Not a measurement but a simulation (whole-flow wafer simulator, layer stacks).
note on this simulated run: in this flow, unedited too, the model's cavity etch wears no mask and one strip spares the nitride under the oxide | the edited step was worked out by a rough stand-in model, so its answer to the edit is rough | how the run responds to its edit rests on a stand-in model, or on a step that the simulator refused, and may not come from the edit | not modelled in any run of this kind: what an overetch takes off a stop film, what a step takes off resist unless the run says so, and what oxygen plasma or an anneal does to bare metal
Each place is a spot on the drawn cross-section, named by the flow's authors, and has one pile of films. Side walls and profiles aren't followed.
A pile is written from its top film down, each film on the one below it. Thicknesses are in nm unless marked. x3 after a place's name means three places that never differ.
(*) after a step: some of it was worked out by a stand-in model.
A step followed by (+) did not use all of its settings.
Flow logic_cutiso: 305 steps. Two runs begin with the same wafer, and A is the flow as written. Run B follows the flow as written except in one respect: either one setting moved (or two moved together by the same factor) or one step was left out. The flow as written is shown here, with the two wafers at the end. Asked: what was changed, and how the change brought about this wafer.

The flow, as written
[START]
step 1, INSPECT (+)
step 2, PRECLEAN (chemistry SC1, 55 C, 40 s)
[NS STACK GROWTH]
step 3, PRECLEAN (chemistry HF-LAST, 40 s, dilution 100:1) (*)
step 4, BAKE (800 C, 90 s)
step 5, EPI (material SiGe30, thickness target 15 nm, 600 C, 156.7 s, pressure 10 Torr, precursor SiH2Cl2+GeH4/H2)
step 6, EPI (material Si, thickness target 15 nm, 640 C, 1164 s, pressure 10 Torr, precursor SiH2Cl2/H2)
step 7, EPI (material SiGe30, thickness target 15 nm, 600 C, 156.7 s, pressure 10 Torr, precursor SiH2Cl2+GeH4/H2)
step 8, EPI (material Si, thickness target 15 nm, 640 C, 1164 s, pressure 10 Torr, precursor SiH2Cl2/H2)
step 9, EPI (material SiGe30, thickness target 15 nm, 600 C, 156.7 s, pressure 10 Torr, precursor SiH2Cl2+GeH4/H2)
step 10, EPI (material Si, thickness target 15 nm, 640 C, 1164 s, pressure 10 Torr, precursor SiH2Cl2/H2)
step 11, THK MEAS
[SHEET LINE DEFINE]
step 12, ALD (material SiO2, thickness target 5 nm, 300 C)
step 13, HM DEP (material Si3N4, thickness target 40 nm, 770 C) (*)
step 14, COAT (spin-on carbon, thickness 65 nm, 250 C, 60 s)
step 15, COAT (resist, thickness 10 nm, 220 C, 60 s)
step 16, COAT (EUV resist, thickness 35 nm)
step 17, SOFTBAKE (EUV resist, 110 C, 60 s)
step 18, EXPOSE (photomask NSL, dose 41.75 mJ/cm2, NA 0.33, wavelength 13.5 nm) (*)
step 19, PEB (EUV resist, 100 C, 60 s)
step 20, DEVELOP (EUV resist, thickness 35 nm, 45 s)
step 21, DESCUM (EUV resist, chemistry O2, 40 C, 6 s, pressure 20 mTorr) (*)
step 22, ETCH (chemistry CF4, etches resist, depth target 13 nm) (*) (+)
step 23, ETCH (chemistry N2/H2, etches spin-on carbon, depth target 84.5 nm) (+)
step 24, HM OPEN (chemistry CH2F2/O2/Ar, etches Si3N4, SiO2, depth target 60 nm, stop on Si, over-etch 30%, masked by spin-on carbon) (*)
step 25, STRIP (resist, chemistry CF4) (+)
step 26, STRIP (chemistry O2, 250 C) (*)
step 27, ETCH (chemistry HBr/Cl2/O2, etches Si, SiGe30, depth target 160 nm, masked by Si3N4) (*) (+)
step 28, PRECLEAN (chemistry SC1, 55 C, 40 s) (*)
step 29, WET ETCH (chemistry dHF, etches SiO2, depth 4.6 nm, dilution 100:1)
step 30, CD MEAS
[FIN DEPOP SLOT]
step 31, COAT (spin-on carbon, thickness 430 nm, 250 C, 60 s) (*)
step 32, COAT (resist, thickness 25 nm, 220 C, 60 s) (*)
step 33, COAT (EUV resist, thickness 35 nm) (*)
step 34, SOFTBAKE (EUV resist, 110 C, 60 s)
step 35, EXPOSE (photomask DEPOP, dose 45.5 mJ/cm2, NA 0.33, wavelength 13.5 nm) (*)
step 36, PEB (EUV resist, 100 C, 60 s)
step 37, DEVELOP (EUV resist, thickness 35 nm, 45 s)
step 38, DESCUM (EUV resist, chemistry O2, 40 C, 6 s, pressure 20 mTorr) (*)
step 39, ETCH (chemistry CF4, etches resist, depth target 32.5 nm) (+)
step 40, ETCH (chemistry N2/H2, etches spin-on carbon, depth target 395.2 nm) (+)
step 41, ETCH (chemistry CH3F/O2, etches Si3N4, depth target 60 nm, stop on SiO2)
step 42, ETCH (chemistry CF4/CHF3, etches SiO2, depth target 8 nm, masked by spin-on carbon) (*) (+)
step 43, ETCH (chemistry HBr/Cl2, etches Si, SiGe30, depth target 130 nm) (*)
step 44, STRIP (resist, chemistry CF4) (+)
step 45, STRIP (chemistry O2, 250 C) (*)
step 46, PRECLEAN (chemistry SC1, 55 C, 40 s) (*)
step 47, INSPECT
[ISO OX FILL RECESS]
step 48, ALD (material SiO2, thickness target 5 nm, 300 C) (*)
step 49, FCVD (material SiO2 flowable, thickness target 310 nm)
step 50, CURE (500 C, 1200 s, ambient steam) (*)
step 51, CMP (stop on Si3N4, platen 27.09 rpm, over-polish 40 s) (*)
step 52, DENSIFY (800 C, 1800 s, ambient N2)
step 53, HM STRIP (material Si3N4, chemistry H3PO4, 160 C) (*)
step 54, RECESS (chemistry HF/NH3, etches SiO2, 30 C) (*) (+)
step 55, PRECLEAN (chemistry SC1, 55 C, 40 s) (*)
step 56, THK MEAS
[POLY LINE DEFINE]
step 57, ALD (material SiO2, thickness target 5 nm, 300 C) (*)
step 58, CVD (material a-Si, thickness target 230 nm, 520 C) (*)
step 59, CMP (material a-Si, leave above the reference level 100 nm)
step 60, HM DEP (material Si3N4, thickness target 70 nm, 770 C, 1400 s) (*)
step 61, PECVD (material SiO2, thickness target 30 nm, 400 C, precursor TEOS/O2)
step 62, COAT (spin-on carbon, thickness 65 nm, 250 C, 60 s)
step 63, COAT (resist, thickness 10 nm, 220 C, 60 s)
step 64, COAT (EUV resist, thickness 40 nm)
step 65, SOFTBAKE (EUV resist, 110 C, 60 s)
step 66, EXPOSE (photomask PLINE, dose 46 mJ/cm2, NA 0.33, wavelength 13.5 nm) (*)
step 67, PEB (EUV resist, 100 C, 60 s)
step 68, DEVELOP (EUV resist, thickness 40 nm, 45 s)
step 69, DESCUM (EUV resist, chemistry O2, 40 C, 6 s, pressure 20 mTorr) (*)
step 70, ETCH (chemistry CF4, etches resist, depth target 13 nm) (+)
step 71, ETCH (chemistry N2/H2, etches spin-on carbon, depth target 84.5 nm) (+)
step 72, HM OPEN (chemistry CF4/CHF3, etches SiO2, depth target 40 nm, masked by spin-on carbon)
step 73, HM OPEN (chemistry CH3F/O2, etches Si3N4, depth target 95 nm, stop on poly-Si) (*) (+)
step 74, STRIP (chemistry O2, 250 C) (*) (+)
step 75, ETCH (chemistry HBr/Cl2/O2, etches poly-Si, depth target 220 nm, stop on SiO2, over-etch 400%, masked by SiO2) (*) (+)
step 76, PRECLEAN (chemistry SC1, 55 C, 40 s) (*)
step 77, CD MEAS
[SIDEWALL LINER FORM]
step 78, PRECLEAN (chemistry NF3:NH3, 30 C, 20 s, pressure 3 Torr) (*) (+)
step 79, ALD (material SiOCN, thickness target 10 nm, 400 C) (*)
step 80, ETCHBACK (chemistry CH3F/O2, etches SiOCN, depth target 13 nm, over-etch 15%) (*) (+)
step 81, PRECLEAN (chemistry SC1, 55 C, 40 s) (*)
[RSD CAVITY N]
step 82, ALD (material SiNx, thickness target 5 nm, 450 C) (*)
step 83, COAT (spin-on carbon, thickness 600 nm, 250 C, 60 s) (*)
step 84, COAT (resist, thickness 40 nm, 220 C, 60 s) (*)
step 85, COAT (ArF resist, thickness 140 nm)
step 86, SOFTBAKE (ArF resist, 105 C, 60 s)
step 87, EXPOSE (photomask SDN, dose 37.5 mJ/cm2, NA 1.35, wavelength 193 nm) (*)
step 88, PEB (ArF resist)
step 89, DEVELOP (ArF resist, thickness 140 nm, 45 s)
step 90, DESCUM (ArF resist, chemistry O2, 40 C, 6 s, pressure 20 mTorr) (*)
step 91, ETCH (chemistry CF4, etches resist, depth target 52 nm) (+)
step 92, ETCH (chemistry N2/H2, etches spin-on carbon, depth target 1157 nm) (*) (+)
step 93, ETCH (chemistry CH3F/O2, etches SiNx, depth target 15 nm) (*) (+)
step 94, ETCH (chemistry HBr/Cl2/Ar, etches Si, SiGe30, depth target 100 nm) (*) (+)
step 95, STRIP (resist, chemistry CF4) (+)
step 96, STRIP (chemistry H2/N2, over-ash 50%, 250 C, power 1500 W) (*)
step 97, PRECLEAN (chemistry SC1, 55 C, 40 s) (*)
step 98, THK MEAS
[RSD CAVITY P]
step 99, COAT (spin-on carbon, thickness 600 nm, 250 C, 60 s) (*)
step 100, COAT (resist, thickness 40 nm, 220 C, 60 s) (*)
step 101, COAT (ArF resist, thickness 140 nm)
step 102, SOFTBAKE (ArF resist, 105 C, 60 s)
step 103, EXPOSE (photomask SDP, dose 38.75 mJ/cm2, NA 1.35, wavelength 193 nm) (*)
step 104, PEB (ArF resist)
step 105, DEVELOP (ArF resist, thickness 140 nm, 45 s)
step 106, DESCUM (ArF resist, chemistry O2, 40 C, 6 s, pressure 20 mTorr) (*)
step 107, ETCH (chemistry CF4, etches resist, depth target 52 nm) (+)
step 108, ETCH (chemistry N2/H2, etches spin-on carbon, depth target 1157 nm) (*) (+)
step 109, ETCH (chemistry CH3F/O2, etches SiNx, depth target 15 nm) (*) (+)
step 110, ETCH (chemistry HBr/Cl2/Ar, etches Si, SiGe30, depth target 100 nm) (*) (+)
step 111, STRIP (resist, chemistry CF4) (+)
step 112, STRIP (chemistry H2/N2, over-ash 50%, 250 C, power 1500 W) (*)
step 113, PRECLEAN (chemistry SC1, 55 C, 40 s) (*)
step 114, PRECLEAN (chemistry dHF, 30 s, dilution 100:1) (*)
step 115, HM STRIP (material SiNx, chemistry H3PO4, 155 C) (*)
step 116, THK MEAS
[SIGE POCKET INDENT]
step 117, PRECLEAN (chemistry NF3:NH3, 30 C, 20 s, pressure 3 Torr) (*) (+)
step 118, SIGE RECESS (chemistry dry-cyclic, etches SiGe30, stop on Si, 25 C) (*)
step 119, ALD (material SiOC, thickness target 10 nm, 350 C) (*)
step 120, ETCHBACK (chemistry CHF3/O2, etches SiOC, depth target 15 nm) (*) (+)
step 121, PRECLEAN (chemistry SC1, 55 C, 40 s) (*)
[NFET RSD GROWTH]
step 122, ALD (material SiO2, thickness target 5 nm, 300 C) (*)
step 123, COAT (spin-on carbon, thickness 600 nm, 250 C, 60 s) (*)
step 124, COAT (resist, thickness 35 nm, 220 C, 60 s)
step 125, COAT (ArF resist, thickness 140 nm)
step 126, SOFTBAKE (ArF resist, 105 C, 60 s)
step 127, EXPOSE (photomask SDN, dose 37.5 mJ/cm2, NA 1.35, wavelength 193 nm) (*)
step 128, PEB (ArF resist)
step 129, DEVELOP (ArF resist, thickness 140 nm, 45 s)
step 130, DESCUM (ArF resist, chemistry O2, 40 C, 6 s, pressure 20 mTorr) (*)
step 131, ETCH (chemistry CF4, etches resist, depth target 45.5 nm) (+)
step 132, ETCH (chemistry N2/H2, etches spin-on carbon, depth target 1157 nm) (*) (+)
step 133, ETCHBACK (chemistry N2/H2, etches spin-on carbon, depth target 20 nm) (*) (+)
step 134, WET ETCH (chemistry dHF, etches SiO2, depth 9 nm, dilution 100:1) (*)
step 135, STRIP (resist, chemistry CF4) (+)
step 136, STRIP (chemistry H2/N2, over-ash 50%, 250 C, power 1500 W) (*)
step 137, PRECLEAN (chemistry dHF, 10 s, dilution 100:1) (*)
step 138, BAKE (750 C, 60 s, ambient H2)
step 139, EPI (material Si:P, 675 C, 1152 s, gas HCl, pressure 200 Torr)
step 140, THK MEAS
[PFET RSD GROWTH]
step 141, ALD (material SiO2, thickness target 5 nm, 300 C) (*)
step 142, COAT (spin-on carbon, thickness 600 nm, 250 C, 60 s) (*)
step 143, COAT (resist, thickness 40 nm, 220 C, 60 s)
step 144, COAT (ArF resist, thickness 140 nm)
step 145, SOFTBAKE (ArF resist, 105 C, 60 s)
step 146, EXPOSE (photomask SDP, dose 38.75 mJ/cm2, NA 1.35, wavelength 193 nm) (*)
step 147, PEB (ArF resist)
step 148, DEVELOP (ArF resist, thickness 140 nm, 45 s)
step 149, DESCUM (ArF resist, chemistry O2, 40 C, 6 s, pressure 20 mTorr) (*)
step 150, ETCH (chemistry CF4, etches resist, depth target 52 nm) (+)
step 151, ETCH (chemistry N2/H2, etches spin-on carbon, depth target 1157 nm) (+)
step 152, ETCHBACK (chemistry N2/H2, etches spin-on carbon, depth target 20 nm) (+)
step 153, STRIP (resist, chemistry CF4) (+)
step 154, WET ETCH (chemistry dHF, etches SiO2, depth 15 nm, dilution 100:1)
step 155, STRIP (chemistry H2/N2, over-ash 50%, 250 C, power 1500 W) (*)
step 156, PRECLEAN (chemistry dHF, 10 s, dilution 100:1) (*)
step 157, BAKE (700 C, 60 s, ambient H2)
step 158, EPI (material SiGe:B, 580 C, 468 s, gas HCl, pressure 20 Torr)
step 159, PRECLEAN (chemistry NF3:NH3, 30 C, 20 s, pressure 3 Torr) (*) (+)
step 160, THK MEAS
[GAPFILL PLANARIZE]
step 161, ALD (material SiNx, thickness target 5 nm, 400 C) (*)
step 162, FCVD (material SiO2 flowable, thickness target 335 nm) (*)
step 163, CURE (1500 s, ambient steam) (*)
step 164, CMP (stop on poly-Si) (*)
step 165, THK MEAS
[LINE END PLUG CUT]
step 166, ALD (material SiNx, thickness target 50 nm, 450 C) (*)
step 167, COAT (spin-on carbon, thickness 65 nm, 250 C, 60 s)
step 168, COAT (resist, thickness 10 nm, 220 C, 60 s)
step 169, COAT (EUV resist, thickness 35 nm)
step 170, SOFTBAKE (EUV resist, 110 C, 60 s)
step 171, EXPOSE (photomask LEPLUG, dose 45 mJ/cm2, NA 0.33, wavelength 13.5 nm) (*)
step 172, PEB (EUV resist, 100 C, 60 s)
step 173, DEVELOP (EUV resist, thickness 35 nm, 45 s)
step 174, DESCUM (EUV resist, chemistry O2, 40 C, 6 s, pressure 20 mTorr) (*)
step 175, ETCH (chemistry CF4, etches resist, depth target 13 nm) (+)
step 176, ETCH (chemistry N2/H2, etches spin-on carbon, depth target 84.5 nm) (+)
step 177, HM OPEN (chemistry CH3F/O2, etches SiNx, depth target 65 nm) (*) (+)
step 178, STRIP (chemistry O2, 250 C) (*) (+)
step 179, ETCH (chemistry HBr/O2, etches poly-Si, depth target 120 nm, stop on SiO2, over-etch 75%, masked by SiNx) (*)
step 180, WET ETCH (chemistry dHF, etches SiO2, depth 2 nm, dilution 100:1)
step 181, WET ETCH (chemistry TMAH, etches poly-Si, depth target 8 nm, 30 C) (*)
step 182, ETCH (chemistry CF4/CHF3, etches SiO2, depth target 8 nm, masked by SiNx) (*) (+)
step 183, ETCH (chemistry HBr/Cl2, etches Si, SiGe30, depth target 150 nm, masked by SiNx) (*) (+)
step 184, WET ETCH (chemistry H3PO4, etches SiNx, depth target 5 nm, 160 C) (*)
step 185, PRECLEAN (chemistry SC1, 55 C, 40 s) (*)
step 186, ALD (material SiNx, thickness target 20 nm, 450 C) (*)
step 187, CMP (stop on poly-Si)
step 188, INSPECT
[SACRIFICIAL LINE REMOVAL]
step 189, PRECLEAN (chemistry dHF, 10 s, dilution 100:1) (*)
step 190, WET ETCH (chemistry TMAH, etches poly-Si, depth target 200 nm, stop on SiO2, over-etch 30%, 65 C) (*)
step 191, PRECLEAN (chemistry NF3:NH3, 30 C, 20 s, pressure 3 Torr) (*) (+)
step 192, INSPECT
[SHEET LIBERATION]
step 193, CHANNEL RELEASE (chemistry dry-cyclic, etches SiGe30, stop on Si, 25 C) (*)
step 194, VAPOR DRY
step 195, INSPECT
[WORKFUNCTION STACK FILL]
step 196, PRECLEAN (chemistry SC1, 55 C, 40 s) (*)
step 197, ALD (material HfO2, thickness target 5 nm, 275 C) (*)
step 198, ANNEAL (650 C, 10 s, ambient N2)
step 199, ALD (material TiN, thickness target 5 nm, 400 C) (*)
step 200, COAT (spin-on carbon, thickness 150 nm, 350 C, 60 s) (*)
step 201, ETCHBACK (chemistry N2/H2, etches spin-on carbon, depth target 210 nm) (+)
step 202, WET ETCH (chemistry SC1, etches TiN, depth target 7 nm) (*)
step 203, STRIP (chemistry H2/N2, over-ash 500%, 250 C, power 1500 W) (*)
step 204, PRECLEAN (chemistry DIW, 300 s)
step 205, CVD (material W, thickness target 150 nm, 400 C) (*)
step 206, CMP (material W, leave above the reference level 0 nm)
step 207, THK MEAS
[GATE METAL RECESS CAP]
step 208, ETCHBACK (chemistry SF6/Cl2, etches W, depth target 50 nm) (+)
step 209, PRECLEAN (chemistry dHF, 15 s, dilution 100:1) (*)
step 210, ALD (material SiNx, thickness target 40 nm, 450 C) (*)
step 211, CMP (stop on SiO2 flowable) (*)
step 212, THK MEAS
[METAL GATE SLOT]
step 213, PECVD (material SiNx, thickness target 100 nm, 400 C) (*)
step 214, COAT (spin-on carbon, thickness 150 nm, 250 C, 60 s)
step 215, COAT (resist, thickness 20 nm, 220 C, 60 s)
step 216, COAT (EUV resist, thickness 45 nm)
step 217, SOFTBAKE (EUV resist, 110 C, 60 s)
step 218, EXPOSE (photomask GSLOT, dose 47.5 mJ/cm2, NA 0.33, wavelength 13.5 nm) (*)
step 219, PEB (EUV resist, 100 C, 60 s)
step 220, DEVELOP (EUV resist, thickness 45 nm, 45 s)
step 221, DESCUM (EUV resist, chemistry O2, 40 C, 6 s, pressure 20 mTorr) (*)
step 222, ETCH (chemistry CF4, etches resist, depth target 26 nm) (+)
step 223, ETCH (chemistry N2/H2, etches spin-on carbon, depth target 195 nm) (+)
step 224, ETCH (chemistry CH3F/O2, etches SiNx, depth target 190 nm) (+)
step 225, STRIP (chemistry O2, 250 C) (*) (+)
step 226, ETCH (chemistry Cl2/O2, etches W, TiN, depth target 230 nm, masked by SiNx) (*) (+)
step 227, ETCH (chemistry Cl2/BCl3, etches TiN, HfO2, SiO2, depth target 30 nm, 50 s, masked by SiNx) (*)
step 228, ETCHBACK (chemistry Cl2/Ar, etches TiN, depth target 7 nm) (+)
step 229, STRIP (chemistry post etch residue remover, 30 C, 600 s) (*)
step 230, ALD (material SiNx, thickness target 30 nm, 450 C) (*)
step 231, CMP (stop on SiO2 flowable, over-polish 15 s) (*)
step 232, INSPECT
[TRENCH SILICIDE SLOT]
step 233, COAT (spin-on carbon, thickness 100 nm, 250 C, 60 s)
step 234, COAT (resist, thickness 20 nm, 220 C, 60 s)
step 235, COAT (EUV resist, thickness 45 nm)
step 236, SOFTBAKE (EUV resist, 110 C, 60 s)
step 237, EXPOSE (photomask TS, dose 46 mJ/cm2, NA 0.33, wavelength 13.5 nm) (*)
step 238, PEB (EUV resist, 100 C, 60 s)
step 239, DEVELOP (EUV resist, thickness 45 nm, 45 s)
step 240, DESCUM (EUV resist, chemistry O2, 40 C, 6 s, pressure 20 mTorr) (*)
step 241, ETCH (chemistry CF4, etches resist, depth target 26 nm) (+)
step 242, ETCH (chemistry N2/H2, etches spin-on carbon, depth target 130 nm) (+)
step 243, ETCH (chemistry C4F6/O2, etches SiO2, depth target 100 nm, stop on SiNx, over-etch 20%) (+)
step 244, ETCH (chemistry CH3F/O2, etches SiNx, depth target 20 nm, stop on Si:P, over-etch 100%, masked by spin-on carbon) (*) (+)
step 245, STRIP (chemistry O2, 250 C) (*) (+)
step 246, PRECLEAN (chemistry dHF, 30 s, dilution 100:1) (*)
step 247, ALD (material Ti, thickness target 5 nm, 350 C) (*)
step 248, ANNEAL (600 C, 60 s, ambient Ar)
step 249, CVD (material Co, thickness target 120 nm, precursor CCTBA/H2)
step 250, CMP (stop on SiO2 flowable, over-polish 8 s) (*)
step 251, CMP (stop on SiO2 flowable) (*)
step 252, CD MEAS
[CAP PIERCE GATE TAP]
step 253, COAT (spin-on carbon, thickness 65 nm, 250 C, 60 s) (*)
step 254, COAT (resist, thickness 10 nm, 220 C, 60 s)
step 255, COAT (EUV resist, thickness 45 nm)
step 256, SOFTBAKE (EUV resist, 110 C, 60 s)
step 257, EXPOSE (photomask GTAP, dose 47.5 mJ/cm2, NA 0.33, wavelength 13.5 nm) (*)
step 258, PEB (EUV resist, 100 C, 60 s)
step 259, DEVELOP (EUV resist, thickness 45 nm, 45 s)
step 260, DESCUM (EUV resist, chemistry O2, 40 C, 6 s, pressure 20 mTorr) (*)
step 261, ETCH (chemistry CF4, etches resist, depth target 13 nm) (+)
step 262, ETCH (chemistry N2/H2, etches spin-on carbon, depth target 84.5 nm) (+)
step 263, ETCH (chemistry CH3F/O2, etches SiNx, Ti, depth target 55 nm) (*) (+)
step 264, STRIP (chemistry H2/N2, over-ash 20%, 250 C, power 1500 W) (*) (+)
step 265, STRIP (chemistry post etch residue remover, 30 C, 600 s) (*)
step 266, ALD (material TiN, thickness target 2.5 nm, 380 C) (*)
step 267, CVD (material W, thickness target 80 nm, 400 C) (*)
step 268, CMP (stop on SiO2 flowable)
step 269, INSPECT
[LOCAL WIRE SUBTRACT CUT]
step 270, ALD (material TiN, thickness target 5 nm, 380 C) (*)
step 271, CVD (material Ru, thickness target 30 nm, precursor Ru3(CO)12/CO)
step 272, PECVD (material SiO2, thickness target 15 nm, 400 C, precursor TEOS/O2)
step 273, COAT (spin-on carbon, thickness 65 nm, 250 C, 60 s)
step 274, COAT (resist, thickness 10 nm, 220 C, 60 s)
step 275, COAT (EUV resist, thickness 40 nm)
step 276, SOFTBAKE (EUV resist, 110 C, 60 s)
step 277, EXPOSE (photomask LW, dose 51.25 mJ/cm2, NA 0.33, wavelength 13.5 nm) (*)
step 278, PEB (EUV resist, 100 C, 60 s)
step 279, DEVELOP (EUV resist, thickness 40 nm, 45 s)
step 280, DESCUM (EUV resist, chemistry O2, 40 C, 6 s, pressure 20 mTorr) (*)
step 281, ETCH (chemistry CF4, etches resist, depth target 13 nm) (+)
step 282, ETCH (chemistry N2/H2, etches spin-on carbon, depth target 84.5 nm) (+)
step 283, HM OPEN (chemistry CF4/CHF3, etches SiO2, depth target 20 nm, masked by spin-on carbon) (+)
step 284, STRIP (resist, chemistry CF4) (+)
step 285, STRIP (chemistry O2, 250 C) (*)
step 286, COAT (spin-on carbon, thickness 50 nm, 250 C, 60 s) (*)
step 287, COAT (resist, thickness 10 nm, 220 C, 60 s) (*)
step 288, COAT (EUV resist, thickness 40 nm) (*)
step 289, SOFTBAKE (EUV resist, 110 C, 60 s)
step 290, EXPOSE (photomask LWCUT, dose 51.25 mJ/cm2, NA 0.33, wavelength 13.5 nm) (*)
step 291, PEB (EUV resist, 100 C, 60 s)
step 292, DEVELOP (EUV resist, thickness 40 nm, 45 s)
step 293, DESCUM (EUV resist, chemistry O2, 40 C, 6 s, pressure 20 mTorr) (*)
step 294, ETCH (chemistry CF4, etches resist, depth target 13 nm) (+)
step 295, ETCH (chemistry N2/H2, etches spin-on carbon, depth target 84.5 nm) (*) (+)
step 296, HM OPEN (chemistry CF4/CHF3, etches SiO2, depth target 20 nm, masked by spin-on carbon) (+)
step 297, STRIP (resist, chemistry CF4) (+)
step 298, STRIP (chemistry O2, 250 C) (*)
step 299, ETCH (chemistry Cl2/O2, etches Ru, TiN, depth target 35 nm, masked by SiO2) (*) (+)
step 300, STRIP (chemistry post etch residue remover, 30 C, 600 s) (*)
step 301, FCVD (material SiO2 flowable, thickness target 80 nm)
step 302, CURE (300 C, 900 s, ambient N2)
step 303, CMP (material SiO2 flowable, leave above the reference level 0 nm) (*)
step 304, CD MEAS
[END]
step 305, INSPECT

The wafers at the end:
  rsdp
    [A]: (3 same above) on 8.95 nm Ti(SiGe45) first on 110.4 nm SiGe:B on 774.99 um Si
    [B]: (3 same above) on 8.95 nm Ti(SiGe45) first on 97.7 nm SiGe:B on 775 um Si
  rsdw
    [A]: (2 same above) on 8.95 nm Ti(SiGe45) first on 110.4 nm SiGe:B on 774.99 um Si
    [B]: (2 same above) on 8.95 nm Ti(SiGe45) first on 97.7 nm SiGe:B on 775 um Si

The reason: step 110, ETCH: depth target 75 nm was run, though the flow has depth target 100 nm.

The path from the change to this, step by step:
  step 110, ETCH (chemistry HBr/Cl2/Ar, etches Si, SiGe30, depth target 100 nm) (*) (+)
      rsdp, rsdw: A chemical SiO2 loses 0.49 (all of it), Si loses 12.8 (all of it), SiGe30 loses 15 (all of it), Si loses 15 (all of it), SiGe30 loses 15 (all of it), Si loses 15 (all of it), SiGe30 loses 15 (all of it), Si loses 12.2 | B chemical SiO2 loses 0.49 (all of it), Si loses 12.8 (all of it), SiGe30 loses 15 (all of it), Si loses 15 (all of it), SiGe30 loses 15 (all of it), Si loses 15 (all of it), SiGe30 loses 2.17
  step 115, HM STRIP (material SiNx, chemistry H3PO4, 155 C) (*)
      rsdp, rsdw: A chemical SiO2 gains 0.5 (new film), Si loses 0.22 | B chemical SiO2 gains 0.5 (new film), SiGe30 loses 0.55
  step 118, SIGE RECESS (chemistry dry-cyclic, etches SiGe30, stop on Si, 25 C) (*)
      rsdp, rsdw: A nothing | B SiGe30 loses 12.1 (all of it)
  step 158, EPI (material SiGe:B, 580 C, 468 s, gas HCl, pressure 20 Torr)
      rsdp, rsdw: A SiGe:B gains 116.8 (new film) | B SiGe:B gains 104.2 (new film)
